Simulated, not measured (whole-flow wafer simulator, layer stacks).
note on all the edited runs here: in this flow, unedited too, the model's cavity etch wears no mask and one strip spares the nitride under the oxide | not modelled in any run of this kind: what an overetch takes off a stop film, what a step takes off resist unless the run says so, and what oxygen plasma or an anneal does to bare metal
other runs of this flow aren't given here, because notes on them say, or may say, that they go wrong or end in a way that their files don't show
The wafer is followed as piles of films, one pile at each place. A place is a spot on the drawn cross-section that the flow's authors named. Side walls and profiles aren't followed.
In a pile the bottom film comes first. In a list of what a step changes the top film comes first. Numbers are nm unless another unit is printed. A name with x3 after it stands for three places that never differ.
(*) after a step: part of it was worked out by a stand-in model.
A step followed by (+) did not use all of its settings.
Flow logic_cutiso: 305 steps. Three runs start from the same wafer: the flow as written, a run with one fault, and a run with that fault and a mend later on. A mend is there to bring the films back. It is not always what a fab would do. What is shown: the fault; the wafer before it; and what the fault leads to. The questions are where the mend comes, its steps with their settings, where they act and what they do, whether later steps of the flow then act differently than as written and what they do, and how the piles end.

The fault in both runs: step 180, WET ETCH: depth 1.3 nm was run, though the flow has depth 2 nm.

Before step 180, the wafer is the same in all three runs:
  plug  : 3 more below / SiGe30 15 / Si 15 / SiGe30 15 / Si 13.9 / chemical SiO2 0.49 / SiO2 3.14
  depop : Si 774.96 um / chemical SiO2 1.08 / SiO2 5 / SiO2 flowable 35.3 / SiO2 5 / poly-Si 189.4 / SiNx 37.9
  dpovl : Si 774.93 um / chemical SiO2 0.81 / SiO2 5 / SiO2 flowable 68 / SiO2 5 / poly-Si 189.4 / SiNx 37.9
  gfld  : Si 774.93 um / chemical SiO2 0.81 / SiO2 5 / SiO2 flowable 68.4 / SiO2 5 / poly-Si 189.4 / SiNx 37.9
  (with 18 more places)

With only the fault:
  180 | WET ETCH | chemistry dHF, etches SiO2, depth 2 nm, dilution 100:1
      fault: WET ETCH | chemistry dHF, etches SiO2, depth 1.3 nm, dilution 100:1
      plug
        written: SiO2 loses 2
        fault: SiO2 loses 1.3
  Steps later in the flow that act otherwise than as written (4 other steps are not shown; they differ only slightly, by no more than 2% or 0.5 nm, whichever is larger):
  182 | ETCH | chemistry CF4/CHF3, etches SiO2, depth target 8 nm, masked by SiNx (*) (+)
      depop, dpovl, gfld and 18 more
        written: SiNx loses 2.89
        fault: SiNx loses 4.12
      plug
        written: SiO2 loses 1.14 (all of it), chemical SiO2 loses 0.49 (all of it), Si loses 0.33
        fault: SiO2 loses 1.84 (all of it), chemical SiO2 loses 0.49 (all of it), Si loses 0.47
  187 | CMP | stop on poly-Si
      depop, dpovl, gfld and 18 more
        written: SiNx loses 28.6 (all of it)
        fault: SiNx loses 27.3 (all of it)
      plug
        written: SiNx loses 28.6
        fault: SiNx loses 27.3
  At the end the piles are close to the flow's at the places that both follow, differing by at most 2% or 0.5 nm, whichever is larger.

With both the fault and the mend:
  After step 180 comes the mend.
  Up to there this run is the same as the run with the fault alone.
  180a | WET ETCH | chemistry dHF, etches SiO2, depth 0.7 nm, dilution 100:1 (the flow's step 180 again, with other settings)
      plug
        SiO2 loses 0.7
  Later steps of the flow that are run all act as written at every place that is followed.
  The piles end the same as the flow's at every place that both follow.
